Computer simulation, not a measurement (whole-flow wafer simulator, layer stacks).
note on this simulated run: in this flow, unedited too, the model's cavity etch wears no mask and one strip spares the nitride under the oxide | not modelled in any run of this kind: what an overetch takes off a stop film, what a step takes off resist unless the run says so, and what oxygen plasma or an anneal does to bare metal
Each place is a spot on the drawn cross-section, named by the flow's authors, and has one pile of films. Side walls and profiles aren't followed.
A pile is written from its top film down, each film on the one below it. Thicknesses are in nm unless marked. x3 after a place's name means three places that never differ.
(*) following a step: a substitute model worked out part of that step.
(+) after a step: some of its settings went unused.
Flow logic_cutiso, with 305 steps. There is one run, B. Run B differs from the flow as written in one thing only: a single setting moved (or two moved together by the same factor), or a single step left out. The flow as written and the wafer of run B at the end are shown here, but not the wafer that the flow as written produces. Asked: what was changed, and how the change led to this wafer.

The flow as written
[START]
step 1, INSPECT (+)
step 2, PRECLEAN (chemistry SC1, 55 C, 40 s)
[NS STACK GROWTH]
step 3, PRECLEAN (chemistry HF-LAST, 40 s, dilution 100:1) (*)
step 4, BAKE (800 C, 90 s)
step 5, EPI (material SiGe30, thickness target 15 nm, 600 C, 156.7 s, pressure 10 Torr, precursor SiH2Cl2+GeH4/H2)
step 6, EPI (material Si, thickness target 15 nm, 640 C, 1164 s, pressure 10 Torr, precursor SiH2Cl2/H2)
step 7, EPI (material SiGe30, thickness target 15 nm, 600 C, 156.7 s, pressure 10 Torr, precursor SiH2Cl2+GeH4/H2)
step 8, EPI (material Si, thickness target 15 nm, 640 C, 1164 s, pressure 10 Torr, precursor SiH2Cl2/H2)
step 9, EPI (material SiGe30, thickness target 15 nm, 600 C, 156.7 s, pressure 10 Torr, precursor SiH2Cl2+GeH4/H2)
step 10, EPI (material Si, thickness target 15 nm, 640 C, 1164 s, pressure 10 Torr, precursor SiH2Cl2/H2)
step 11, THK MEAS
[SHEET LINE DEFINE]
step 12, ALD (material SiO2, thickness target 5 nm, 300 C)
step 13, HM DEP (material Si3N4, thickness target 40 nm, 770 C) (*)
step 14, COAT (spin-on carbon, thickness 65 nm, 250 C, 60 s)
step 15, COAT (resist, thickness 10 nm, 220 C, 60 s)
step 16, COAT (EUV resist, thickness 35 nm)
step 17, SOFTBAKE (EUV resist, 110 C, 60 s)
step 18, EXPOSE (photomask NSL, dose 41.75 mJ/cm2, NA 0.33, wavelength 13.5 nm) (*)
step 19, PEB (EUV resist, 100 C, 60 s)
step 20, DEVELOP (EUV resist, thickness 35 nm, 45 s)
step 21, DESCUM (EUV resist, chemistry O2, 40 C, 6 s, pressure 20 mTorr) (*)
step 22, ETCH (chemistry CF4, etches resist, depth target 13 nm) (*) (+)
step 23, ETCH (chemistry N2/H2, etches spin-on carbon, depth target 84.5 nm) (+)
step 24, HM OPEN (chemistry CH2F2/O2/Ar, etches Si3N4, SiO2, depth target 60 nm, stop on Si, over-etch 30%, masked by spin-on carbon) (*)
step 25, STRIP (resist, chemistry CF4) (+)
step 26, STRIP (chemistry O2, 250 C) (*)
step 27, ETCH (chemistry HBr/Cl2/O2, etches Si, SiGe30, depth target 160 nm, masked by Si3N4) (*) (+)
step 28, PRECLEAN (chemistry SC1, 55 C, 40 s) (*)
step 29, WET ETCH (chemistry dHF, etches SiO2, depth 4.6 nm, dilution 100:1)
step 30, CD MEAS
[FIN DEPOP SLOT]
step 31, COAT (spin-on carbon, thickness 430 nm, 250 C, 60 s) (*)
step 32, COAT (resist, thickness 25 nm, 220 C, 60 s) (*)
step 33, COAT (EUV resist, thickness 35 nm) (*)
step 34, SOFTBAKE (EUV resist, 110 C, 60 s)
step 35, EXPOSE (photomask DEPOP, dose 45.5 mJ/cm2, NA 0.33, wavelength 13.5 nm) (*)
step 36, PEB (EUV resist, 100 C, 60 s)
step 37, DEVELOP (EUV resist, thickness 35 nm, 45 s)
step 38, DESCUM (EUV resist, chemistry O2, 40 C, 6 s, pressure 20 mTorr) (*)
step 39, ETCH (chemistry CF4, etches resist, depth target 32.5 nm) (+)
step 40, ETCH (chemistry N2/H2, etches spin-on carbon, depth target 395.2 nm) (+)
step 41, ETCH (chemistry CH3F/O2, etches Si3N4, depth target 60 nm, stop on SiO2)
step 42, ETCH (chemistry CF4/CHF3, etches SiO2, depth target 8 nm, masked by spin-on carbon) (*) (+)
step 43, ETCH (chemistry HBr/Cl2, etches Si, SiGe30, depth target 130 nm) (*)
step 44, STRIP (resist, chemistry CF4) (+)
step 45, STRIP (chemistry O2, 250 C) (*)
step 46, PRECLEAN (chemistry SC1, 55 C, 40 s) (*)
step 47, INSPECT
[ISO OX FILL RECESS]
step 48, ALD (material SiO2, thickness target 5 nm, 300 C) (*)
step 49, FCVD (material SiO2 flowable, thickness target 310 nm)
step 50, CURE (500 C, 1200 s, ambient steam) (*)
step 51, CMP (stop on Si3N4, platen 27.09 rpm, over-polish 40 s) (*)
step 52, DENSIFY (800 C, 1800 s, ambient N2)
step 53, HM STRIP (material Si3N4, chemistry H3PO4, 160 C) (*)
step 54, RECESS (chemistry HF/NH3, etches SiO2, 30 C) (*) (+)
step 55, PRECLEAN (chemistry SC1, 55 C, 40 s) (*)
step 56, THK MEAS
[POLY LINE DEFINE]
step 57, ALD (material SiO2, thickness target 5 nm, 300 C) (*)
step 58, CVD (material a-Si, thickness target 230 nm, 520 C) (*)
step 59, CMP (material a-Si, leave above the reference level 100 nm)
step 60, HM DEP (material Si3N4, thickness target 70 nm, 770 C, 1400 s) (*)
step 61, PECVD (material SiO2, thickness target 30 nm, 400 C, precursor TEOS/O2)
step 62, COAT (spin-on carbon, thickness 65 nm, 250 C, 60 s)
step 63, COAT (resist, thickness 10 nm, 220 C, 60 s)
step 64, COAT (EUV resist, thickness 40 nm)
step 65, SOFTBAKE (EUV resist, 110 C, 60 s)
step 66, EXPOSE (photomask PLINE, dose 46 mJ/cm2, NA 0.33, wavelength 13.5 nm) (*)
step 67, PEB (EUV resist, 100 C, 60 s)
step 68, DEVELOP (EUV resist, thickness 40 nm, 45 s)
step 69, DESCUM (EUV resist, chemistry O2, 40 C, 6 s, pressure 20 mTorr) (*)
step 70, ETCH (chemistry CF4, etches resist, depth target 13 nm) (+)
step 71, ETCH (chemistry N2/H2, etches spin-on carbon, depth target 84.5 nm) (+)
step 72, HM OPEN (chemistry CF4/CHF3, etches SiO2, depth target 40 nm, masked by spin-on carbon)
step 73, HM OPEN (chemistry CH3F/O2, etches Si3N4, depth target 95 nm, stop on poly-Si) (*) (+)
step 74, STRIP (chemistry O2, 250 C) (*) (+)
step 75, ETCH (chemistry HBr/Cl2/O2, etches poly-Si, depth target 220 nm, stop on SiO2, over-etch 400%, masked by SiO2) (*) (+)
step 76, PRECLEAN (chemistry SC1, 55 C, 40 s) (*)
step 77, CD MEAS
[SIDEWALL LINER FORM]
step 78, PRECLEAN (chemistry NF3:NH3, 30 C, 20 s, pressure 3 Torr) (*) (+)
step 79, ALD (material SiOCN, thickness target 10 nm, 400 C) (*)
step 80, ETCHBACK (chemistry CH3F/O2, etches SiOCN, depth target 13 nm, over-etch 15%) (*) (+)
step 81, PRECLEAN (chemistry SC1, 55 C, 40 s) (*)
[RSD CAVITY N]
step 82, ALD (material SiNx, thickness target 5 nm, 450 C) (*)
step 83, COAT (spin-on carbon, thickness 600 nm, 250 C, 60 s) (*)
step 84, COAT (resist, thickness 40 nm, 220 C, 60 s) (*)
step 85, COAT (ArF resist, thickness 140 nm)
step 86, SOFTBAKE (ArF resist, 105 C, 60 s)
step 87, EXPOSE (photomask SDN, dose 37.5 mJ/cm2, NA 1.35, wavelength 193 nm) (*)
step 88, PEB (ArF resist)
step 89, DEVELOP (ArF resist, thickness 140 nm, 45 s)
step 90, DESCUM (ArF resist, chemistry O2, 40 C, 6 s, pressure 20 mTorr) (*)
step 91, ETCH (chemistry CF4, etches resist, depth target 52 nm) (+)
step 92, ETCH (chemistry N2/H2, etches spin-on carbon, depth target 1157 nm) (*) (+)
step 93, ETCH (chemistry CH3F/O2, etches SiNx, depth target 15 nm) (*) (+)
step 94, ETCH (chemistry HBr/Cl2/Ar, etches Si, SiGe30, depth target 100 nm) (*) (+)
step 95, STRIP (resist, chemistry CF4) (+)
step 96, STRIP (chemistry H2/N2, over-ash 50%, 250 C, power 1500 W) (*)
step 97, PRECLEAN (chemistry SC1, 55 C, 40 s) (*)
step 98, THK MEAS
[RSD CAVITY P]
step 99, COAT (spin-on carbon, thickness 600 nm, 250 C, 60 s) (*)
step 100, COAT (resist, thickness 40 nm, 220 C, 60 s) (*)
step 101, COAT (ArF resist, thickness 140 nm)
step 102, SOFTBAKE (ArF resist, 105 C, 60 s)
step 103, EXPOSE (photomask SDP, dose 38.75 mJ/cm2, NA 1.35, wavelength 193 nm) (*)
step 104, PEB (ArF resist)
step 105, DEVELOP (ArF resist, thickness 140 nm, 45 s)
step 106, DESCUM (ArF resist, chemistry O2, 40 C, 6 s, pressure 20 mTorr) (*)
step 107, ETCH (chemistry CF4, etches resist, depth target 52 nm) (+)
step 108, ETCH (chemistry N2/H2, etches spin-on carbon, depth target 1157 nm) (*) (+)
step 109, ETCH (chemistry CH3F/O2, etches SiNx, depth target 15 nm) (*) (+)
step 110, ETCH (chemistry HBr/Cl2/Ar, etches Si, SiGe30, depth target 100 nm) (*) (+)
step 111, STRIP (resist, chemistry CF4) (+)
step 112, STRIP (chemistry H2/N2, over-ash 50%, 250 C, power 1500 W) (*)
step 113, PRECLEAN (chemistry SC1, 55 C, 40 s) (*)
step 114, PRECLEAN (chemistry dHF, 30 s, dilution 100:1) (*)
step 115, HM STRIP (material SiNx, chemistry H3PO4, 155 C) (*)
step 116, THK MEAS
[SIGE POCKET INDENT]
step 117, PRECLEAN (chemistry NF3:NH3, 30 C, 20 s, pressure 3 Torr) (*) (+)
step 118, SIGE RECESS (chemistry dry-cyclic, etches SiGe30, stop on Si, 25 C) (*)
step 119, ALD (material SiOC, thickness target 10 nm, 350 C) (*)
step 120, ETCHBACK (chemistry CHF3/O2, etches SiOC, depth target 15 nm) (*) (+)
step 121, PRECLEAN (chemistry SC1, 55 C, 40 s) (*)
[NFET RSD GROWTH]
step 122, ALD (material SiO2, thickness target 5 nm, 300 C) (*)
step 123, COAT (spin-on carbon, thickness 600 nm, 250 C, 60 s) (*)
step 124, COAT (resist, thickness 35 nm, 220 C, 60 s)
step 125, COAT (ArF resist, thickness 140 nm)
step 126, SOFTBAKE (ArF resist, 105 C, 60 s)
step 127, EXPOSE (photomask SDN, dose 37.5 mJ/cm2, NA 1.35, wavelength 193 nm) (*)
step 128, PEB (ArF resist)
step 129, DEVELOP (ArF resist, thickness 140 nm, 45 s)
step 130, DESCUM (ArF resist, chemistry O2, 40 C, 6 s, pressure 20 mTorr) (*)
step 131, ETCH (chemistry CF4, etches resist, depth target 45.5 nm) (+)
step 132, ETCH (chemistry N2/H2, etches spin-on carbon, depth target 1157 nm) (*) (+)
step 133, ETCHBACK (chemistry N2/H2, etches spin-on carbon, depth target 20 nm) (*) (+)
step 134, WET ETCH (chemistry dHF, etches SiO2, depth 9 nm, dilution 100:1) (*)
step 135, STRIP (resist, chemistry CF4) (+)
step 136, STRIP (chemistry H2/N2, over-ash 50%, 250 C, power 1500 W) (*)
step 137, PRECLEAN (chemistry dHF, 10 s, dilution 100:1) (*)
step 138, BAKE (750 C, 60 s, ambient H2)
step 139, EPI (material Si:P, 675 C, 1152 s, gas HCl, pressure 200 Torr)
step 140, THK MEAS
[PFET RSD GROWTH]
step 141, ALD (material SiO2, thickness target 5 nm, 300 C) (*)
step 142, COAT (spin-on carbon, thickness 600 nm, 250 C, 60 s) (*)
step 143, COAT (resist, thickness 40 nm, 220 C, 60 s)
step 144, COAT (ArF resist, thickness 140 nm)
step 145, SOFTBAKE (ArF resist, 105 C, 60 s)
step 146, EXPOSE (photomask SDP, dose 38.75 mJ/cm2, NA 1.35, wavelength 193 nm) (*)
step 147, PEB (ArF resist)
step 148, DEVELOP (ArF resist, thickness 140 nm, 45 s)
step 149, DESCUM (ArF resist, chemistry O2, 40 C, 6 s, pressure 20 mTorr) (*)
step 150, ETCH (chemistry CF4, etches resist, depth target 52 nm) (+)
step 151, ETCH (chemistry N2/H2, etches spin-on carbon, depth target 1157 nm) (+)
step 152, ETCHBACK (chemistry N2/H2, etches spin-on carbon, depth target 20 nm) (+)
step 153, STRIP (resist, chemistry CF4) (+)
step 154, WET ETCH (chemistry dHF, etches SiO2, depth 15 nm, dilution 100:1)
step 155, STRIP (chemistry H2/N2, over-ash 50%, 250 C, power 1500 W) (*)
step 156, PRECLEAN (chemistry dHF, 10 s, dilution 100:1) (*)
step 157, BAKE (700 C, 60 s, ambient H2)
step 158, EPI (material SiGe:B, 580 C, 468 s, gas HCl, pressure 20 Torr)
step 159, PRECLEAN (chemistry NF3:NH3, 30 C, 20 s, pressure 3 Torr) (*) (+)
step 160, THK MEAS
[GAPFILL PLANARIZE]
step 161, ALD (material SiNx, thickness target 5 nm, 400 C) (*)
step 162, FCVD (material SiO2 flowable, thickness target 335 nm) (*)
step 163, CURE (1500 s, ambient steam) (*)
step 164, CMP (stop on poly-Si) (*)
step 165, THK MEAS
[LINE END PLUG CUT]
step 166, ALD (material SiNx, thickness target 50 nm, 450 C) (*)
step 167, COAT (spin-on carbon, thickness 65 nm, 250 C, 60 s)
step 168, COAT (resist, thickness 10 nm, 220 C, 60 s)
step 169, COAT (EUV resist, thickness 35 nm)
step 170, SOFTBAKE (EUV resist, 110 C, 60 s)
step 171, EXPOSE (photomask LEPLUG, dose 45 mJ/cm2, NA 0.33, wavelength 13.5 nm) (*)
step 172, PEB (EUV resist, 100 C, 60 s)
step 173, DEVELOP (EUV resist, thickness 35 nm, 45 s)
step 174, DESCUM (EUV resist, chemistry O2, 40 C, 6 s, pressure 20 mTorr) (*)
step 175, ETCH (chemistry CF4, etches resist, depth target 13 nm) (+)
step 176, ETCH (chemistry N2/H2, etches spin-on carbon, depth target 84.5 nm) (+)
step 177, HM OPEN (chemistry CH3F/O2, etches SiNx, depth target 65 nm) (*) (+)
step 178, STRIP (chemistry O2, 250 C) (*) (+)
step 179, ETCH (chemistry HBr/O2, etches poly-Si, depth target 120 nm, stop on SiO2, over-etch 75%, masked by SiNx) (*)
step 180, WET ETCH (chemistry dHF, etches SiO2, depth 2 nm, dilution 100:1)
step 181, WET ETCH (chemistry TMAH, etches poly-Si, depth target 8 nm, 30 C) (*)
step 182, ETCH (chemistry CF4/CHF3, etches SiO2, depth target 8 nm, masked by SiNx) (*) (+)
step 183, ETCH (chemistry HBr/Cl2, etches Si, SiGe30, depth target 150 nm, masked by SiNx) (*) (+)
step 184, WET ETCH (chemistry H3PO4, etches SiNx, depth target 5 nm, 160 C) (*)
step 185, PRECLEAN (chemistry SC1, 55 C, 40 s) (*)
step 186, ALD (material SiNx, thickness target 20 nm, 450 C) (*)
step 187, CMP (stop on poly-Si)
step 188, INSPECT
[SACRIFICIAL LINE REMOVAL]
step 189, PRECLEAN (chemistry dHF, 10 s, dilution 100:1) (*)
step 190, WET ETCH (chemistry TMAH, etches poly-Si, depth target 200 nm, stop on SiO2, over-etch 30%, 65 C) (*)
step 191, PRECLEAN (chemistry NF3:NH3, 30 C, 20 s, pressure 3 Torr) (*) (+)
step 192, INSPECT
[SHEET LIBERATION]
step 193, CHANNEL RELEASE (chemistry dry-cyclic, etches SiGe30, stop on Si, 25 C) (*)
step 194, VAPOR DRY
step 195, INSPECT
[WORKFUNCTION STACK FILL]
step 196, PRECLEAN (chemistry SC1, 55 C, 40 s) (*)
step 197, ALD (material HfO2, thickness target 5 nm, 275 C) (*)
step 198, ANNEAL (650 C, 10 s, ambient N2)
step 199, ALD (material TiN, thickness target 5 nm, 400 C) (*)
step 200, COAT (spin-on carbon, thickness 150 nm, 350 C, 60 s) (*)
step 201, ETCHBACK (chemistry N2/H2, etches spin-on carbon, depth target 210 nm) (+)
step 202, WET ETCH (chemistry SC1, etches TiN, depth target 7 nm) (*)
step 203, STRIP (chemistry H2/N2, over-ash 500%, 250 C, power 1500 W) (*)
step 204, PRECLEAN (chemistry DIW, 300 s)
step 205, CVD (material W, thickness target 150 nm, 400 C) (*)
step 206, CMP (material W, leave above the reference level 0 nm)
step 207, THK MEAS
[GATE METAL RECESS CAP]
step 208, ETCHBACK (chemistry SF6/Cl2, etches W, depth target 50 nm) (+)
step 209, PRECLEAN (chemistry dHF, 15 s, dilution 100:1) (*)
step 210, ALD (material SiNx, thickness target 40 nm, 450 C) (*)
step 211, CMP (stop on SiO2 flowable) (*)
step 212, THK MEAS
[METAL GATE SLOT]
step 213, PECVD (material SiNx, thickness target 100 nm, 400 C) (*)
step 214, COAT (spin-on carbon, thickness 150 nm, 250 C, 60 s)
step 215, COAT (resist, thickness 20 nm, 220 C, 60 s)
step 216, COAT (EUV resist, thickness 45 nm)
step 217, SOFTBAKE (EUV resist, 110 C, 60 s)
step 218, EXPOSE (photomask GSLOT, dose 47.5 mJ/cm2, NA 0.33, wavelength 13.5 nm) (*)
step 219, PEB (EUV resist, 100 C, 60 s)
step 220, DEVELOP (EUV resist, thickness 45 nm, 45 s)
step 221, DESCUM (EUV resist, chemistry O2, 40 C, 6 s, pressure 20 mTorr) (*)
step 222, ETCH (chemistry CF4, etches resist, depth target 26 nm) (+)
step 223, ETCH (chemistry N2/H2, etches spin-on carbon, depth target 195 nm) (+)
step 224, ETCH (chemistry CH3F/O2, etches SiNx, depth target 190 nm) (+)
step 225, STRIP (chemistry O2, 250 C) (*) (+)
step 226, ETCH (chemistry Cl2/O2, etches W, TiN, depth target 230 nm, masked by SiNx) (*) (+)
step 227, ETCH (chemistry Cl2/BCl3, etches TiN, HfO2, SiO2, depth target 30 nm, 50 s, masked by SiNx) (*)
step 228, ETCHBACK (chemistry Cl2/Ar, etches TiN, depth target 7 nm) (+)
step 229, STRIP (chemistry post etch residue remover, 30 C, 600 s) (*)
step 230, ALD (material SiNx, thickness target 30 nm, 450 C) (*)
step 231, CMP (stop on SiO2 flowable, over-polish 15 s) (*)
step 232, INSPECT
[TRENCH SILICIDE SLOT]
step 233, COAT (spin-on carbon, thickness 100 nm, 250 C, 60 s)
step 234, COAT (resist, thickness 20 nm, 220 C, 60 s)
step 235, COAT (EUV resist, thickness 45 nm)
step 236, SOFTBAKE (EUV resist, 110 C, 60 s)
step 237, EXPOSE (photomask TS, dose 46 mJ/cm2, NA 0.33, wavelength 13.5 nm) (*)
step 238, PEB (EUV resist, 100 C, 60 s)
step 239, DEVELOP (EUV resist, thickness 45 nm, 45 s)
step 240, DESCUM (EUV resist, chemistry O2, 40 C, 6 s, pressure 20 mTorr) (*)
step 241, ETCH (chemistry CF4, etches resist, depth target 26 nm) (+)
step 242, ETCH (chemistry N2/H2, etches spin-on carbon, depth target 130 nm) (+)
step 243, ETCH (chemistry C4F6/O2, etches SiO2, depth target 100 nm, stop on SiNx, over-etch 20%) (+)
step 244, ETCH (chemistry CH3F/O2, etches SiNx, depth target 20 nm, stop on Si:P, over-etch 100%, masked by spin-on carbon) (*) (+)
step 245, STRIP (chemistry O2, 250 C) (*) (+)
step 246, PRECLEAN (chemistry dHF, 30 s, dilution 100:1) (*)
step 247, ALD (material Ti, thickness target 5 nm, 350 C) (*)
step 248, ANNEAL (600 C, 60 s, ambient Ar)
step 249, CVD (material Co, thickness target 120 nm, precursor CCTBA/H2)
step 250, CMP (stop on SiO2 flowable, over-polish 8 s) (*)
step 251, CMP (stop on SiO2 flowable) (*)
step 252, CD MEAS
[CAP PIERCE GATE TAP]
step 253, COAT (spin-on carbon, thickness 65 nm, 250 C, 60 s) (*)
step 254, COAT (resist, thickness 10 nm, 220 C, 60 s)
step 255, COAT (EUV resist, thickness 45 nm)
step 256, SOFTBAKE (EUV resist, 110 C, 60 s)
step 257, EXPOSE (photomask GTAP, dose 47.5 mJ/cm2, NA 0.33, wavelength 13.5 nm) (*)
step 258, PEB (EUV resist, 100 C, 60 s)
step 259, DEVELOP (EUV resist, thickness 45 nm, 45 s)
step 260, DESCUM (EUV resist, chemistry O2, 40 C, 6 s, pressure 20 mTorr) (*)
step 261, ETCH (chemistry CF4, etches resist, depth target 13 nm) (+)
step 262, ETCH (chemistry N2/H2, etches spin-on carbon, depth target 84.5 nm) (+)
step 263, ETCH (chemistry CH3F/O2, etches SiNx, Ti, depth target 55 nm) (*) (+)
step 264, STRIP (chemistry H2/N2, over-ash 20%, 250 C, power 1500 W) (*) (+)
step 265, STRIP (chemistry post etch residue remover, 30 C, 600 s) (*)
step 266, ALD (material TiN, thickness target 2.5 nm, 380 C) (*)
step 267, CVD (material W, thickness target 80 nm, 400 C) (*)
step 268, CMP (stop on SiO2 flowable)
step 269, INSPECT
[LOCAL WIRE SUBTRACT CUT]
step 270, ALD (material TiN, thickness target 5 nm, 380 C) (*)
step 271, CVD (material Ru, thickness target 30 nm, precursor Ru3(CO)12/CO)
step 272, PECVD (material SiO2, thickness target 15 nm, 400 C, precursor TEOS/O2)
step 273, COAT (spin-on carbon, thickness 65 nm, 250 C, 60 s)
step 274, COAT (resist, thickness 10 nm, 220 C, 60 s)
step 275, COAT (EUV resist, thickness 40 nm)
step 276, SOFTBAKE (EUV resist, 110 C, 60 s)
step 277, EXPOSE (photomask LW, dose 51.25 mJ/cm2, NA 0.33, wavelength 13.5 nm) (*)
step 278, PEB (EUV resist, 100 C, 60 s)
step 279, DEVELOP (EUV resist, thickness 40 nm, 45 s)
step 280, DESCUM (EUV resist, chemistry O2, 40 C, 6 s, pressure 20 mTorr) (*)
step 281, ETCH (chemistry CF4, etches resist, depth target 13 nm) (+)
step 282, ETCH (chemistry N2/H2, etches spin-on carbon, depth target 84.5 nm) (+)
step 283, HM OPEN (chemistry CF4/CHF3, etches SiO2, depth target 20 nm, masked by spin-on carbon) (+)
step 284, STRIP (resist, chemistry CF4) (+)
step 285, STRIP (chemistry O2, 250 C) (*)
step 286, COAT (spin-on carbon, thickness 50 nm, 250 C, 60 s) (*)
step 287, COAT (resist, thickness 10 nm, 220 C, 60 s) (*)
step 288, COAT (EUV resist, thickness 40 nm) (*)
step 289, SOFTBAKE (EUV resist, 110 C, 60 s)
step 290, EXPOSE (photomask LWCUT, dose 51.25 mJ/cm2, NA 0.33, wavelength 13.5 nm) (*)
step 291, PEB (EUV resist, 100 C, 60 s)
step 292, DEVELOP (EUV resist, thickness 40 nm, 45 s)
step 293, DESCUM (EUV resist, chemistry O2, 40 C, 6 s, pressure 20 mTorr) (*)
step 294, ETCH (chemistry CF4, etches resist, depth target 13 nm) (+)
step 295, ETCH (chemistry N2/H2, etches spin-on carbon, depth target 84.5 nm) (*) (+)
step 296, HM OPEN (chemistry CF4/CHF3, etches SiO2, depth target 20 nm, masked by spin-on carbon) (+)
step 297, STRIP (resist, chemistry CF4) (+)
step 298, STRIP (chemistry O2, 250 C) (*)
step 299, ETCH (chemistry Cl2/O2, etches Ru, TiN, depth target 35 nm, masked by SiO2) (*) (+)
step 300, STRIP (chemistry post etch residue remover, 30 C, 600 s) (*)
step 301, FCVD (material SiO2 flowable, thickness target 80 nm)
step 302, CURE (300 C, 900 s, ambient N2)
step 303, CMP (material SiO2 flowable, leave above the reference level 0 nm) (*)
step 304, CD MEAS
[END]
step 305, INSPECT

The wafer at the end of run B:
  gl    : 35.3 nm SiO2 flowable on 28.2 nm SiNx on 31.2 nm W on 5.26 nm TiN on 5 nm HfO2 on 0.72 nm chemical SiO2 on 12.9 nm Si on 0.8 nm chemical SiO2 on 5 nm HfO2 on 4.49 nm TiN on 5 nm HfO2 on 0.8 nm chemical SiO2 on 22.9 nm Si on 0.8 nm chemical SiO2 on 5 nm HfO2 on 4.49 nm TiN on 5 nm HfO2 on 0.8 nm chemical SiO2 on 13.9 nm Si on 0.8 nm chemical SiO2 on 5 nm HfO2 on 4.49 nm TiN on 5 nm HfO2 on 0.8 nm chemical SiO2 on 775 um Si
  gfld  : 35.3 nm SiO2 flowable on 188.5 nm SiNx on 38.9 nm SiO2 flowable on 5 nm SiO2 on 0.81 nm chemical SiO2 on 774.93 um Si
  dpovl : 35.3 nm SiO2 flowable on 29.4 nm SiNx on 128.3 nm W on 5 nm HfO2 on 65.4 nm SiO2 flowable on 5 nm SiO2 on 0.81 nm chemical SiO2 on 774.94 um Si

The reason: step 8, EPI: thickness target 24 nm was run, whereas the flow has thickness target 15 nm; step 8, EPI: 1863 s was run, where the flow has 1164 s.

Step by step, how the change led to this:
  step 8, EPI (material Si, thickness target 15 nm, 640 C, 1164 s, pressure 10 Torr, precursor SiH2Cl2/H2)
      depop, dpovl, gfld and 19 more: Si gains 24 (new film) (it would be, as written: Si gains 15 (new film))
  step 27, ETCH (chemistry HBr/Cl2/O2, etches Si, SiGe30, depth target 160 nm, masked by Si3N4) (*) (+)
      gfld, gxf, iso, lnri: chemical SiO2 loses 0.79 (all of it), Si loses 11.4 (all of it), SiGe30 loses 15 (all of it), Si loses 24 (all of it), SiGe30 loses 15 (all of it), Si loses 15 (all of it), SiGe30 loses 15 (all of it), Si loses 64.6 (it would be, as written: chemical SiO2 loses 0.79 (all of it), Si loses 11.4 (all of it), SiGe30 loses 15 (all of it), Si loses 15 (all of it), SiGe30 loses 15 (all of it), Si loses 15 (all of it), SiGe30 loses 15 (all of it), Si loses 73.6)
      dpovl, nsgap: chemical SiO2 loses 0.79 (all of it), Si loses 11.8 (all of it), SiGe30 loses 15 (all of it), Si loses 24 (all of it), SiGe30 loses 15 (all of it), Si loses 15 (all of it), SiGe30 loses 15 (all of it), Si loses 64.2 (it would be, as written: chemical SiO2 loses 0.79 (all of it), Si loses 11.8 (all of it), SiGe30 loses 15 (all of it), Si loses 15 (all of it), SiGe30 loses 15 (all of it), Si loses 15 (all of it), SiGe30 loses 15 (all of it), Si loses 73.2)
      (also at 1 further place)
  step 43, ETCH (chemistry HBr/Cl2, etches Si, SiGe30, depth target 130 nm) (*)
      depop: Si loses 14 (all of it), SiGe30 loses 15 (all of it), Si loses 24 (all of it), SiGe30 loses 15 (all of it), Si loses 15 (all of it), SiGe30 loses 15 (all of it), Si loses 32 (it would be, as written: Si loses 14 (all of it), SiGe30 loses 15 (all of it), Si loses 15 (all of it), SiGe30 loses 15 (all of it), Si loses 15 (all of it), SiGe30 loses 15 (all of it), Si loses 41)
  step 94, ETCH (chemistry HBr/Cl2/Ar, etches Si, SiGe30, depth target 100 nm) (*) (+)
      rsdn, rsdx: chemical SiO2 loses 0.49 (all of it), Si loses 12.8 (all of it), SiGe30 loses 15 (all of it), Si loses 24 (all of it), SiGe30 loses 15 (all of it), Si loses 15 (all of it), SiGe30 loses 15 (all of it), Si loses 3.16 (it would be, as written: chemical SiO2 loses 0.49 (all of it), Si loses 12.8 (all of it), SiGe30 loses 15 (all of it), Si loses 15 (all of it), SiGe30 loses 15 (all of it), Si loses 15 (all of it), SiGe30 loses 15 (all of it), Si loses 12.2)
  step 110, ETCH (chemistry HBr/Cl2/Ar, etches Si, SiGe30, depth target 100 nm) (*) (+)
      rsdp, rsdw: chemical SiO2 loses 0.49 (all of it), Si loses 12.8 (all of it), SiGe30 loses 15 (all of it), Si loses 24 (all of it), SiGe30 loses 15 (all of it), Si loses 15 (all of it), SiGe30 loses 15 (all of it), Si loses 3.16 (it would be, as written: chemical SiO2 loses 0.49 (all of it), Si loses 12.8 (all of it), SiGe30 loses 15 (all of it), Si loses 15 (all of it), SiGe30 loses 15 (all of it), Si loses 15 (all of it), SiGe30 loses 15 (all of it), Si loses 12.2)
  step 183, ETCH (chemistry HBr/Cl2, etches Si, SiGe30, depth target 150 nm, masked by SiNx) (*) (+)
      plug: Si loses 13.6 (all of it), SiGe30 loses 15 (all of it), Si loses 24 (all of it), SiGe30 loses 15 (all of it), Si loses 15 (all of it), SiGe30 loses 15 (all of it), Si loses 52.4 (it would be, as written: Si loses 13.6 (all of it), SiGe30 loses 15 (all of it), Si loses 15 (all of it), SiGe30 loses 15 (all of it), Si loses 15 (all of it), SiGe30 loses 15 (all of it), Si loses 61.4)
